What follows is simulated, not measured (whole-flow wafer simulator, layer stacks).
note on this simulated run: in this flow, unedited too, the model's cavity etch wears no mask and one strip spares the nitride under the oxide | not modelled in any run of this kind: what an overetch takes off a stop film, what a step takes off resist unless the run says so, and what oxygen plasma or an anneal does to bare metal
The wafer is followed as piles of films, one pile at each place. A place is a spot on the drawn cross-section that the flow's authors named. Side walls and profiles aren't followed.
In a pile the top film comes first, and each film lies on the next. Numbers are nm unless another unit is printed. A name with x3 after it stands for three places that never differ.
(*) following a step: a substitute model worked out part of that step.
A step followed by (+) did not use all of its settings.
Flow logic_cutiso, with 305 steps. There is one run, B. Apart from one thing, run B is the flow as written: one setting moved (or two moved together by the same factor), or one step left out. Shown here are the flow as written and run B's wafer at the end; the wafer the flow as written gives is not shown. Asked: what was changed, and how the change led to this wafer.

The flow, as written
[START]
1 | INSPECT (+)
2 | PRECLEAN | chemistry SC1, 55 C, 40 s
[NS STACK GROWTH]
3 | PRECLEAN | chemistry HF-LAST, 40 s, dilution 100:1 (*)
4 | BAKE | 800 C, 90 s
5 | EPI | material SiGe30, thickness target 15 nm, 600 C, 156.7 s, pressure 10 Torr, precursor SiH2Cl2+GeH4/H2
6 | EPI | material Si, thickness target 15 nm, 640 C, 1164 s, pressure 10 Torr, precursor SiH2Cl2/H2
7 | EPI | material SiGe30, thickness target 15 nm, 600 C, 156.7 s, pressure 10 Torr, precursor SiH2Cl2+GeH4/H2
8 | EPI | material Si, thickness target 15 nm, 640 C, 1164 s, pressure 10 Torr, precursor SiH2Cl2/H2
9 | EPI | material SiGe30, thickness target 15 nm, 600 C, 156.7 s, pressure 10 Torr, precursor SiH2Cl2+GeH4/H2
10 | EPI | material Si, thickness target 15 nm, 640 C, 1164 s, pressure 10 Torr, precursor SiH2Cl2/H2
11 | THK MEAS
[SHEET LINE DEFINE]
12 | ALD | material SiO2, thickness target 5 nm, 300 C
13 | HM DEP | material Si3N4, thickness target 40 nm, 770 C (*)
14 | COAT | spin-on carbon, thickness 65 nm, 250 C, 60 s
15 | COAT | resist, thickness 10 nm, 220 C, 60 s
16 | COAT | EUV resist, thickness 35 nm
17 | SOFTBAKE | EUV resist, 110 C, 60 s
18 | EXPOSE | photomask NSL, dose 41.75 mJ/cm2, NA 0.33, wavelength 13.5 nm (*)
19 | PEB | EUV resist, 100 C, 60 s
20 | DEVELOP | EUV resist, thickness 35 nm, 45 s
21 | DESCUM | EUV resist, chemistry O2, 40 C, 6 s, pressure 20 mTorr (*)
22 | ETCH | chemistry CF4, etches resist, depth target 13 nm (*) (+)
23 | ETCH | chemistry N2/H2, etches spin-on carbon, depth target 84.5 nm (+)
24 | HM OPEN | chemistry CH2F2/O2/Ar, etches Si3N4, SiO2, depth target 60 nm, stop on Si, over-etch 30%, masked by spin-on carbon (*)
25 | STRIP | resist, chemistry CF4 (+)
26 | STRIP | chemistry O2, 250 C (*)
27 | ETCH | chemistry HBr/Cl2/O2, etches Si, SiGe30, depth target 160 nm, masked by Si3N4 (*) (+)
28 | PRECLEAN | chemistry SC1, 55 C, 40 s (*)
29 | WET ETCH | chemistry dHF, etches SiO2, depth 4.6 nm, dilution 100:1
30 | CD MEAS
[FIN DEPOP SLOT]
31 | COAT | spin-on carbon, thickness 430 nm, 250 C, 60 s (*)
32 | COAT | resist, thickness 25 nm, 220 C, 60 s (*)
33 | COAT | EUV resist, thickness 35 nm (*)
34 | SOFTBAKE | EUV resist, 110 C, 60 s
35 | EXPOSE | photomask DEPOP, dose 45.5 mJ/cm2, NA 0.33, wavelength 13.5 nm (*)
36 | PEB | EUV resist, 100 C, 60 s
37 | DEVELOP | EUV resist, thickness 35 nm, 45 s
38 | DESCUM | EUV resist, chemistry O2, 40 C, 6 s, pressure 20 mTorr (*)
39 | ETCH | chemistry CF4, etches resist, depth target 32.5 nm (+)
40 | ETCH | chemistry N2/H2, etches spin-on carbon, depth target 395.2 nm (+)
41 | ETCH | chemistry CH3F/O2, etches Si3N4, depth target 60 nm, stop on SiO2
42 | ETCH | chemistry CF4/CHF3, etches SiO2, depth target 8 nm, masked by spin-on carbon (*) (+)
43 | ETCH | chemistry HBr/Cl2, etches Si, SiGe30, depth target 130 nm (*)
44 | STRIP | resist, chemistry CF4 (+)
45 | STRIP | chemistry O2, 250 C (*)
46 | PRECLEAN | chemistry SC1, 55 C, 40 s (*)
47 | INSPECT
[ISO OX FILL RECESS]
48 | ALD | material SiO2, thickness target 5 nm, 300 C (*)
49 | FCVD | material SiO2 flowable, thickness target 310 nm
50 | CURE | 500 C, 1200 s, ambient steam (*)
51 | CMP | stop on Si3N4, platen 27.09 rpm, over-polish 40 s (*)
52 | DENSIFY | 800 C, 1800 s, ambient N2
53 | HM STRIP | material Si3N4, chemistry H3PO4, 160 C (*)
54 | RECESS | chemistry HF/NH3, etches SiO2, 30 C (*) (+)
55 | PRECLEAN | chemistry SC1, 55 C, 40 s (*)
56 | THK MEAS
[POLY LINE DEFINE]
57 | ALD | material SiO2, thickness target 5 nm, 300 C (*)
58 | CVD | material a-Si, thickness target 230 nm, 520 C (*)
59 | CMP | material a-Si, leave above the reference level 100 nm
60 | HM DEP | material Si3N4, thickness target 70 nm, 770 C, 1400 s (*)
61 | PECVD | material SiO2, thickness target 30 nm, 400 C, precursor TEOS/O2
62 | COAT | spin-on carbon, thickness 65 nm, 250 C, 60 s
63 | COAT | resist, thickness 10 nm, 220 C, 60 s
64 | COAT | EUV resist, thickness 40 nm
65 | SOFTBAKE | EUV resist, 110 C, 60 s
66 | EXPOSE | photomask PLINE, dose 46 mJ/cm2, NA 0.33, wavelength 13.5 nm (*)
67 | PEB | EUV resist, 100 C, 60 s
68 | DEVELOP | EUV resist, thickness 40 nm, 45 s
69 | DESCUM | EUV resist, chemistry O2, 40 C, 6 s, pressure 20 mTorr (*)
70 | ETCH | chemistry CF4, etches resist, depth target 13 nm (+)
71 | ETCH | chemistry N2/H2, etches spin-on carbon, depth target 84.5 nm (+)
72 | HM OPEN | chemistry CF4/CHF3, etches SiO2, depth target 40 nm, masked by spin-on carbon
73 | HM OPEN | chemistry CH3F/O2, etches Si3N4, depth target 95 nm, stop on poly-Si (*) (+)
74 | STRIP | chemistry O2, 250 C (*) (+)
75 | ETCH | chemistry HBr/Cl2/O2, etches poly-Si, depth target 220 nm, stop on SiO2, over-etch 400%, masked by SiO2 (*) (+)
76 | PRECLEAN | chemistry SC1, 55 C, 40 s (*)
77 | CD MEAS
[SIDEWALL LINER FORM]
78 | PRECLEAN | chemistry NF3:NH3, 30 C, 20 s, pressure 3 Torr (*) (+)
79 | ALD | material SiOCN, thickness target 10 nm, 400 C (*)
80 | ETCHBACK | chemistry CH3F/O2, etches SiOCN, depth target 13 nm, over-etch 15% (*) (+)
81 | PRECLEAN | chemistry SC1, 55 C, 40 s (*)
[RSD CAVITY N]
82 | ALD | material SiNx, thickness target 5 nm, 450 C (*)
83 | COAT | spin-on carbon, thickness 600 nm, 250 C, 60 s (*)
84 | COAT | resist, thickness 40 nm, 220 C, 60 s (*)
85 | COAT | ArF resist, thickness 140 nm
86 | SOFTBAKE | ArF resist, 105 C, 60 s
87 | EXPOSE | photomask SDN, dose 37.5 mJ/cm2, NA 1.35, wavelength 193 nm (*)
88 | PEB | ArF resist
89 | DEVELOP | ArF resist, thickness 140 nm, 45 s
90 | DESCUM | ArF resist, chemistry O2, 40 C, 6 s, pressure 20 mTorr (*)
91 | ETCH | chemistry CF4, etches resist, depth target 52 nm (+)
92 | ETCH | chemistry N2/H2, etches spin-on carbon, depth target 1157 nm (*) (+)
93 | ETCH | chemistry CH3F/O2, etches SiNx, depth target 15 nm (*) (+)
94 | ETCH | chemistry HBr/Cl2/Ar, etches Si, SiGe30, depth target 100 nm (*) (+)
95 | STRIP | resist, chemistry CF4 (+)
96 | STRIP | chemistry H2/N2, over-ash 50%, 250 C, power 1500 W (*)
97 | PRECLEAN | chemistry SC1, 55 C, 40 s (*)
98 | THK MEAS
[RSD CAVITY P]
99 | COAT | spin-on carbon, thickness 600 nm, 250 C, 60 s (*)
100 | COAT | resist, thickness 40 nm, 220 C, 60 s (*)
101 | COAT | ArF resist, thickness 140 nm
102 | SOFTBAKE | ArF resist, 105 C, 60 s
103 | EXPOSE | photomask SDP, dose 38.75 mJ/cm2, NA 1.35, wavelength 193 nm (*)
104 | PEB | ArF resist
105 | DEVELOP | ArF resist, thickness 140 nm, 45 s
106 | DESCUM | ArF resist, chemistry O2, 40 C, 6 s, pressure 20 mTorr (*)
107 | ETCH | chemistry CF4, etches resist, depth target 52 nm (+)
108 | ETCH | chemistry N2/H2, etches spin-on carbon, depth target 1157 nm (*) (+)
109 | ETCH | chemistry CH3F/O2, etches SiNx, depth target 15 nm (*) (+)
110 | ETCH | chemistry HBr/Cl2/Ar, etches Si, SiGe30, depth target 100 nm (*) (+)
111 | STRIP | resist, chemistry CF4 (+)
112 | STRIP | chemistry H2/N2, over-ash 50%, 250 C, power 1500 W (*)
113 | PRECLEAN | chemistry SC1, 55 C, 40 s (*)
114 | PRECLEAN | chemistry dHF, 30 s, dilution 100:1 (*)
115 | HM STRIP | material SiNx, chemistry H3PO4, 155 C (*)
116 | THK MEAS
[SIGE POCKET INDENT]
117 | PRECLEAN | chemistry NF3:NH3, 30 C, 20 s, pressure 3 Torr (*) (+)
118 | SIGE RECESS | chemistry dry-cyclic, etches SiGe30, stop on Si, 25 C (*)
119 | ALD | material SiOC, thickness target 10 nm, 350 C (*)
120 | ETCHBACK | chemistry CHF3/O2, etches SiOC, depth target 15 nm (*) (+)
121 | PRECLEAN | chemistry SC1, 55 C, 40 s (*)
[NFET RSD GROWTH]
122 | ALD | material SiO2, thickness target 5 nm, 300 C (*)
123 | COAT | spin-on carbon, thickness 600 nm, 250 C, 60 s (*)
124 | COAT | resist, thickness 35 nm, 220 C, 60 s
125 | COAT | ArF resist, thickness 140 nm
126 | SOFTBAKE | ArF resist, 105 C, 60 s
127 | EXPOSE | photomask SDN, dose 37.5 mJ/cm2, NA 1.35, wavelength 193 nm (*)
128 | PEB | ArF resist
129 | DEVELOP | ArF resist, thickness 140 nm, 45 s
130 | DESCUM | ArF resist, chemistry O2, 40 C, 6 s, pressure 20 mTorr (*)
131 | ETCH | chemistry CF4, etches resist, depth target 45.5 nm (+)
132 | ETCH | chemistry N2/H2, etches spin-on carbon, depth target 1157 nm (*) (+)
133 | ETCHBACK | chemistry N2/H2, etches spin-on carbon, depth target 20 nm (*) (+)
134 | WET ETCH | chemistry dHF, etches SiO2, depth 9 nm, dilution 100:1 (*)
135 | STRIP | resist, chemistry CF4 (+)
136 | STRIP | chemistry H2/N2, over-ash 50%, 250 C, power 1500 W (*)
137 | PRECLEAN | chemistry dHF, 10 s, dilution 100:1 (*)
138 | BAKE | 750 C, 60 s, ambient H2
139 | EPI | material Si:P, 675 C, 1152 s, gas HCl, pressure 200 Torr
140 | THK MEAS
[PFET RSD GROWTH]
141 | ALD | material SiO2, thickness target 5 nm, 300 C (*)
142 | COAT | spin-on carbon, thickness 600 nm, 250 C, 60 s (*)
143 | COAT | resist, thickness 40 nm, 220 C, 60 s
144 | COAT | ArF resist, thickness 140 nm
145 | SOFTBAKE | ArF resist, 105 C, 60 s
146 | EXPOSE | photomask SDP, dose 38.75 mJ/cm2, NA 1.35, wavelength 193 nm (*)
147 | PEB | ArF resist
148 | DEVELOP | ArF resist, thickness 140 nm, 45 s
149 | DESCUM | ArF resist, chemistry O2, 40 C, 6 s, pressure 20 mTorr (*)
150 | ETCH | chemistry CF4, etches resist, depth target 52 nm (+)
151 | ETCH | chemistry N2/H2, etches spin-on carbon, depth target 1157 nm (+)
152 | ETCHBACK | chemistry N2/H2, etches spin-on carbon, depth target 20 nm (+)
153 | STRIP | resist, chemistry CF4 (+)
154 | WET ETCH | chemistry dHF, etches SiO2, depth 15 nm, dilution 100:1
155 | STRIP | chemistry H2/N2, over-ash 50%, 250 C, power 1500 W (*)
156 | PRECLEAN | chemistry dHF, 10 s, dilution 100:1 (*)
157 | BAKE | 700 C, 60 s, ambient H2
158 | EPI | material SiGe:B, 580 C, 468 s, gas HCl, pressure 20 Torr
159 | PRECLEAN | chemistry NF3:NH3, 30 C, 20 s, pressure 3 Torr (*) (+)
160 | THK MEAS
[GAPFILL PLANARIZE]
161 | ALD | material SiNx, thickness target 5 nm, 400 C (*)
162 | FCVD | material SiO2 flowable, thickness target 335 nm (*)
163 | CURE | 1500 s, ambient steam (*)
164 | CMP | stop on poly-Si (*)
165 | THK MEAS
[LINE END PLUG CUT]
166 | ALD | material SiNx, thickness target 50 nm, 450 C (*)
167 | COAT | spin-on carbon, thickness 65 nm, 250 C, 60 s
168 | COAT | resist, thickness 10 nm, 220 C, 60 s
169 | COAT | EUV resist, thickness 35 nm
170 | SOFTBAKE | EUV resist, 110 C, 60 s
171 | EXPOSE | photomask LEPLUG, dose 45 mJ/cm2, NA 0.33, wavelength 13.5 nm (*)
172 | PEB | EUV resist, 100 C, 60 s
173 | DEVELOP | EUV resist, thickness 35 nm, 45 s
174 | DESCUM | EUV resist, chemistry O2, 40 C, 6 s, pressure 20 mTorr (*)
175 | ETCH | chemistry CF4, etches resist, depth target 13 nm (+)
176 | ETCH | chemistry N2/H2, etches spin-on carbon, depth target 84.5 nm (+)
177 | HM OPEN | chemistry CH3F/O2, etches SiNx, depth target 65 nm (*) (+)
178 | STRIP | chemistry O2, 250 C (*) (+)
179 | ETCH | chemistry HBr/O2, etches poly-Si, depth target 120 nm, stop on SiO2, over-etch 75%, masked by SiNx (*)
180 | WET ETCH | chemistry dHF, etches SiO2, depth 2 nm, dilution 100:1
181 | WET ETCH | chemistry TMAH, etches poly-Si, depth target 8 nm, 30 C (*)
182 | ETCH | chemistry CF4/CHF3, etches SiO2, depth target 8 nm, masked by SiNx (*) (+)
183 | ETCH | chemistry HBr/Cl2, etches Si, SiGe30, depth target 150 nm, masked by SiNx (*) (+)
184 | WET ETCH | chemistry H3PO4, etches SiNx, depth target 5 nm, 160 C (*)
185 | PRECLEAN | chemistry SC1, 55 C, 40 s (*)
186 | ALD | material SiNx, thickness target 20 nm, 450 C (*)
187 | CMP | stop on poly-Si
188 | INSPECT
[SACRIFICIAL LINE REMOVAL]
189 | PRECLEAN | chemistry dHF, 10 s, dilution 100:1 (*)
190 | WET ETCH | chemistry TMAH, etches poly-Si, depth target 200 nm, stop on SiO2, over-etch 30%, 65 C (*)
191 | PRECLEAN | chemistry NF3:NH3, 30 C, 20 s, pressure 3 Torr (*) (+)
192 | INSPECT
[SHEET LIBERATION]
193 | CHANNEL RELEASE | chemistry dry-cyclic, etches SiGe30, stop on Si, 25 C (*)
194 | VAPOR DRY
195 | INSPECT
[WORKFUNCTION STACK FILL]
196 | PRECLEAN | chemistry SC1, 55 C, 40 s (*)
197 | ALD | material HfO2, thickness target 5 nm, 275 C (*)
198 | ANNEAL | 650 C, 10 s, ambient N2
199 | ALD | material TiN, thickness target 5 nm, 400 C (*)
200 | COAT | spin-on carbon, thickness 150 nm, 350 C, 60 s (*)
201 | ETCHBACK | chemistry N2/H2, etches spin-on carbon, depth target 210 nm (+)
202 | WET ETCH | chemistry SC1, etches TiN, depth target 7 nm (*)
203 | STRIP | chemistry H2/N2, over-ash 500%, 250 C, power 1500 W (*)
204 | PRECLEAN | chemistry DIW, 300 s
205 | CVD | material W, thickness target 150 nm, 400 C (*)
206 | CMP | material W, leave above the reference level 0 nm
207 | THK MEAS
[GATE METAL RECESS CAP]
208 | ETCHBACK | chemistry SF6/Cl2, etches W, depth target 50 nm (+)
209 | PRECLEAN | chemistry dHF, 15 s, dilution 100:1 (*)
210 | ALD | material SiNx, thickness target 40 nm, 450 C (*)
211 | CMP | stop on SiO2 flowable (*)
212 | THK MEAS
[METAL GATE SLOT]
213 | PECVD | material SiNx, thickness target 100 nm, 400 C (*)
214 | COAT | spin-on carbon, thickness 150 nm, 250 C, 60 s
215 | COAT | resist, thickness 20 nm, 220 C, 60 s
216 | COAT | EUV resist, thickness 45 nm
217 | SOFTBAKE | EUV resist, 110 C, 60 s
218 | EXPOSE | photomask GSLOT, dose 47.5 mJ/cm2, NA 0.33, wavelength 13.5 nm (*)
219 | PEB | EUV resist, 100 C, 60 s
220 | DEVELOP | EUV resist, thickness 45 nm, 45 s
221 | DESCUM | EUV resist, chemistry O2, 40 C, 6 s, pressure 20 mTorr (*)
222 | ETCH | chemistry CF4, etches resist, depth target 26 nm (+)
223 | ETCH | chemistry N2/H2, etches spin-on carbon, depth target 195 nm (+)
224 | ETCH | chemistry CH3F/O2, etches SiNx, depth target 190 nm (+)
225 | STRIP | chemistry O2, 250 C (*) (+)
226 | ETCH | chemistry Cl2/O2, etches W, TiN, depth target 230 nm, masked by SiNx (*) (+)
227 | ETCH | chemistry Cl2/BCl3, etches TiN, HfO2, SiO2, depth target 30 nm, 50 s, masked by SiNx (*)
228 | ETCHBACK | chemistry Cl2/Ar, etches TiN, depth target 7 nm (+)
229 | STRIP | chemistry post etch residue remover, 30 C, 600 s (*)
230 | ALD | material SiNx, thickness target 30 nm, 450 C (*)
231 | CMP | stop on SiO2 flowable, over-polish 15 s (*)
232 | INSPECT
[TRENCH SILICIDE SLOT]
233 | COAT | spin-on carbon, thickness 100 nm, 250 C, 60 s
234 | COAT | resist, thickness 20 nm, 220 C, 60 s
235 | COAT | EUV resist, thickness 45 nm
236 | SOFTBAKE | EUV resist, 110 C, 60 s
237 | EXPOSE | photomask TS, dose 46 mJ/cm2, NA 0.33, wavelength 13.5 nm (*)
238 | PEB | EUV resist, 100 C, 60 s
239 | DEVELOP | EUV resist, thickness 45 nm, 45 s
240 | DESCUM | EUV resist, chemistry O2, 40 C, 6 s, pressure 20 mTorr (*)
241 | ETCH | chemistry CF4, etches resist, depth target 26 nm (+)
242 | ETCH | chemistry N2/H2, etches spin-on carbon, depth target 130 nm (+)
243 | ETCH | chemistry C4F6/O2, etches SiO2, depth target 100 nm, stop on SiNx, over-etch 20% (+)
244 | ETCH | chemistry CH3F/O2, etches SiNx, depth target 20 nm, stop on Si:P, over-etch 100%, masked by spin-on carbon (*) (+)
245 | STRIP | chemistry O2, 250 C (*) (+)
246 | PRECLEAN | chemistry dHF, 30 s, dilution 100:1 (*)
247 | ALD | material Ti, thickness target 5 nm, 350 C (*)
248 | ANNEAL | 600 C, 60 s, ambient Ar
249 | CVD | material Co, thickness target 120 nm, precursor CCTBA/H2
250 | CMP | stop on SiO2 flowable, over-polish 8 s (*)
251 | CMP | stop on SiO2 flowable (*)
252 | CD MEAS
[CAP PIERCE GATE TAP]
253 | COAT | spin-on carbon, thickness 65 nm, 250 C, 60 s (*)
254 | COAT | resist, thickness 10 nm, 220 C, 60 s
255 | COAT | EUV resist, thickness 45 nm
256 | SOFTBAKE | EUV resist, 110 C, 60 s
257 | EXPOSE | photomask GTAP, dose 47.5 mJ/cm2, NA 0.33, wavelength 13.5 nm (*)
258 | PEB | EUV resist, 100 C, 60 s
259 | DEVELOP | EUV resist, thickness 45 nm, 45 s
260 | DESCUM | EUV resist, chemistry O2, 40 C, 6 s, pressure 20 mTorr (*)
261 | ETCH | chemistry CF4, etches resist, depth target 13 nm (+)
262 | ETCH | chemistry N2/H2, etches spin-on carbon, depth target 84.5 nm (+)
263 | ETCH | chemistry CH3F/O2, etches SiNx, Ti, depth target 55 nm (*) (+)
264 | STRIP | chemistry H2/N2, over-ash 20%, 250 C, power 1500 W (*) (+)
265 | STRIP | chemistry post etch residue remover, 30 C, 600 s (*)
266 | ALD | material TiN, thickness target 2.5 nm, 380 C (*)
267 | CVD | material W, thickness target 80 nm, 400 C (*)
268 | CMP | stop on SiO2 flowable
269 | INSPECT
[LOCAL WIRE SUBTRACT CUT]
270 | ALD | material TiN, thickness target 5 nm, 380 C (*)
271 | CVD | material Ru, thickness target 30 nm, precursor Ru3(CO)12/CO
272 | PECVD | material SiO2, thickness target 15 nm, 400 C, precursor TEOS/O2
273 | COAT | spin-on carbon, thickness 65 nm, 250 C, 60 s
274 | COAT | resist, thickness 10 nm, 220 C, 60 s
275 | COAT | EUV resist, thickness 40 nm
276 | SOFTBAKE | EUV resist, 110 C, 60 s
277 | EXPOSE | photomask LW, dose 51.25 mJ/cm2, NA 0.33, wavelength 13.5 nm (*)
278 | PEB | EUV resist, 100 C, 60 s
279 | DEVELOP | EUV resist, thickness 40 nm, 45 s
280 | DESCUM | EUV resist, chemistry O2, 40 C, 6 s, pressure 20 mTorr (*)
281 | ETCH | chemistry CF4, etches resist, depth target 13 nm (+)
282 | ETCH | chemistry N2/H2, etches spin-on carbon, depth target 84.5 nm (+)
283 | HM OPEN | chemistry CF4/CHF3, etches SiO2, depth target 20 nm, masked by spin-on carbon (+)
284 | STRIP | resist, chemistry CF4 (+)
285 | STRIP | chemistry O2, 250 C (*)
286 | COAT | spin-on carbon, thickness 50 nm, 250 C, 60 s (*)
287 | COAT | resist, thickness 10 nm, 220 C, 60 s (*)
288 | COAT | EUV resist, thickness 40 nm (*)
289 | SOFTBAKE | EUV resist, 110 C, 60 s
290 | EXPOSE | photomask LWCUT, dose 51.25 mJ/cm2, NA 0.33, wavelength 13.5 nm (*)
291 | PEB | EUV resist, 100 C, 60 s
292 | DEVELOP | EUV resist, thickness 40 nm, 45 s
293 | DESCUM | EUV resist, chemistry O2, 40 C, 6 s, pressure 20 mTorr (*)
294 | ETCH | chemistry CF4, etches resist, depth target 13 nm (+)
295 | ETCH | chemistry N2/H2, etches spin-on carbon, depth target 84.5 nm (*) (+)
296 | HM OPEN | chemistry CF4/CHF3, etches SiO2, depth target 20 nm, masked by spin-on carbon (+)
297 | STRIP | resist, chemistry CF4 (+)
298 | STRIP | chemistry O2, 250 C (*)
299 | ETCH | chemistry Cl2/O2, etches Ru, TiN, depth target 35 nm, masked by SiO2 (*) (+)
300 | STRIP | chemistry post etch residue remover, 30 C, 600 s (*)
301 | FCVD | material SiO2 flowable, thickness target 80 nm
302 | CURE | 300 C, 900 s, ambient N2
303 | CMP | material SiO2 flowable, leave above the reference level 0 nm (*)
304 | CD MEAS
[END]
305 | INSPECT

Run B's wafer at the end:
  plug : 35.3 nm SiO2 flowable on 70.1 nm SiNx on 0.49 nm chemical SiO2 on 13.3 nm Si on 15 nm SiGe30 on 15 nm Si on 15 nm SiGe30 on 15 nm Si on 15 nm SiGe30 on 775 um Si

Cause: step 183, ETCH: chemistry HBr/Cl2, etches Si, SiGe30, depth target 150 nm, masked by SiNx (*) (+), was skipped.

The path from the change to this, step by step:
  186 | ALD | material SiNx, thickness target 20 nm, 450 C (*)
      plug: +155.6 SiNx (new film) (as written it would have been: +284.2 SiNx (new film))
  187 | CMP | stop on poly-Si
      depop, dpovl, gfld and 18 more: -50 SiNx (all of it) (as written it would have been: -28.6 SiNx (all of it))
      plug: -50 SiNx (as written it would have been: -28.6 SiNx)
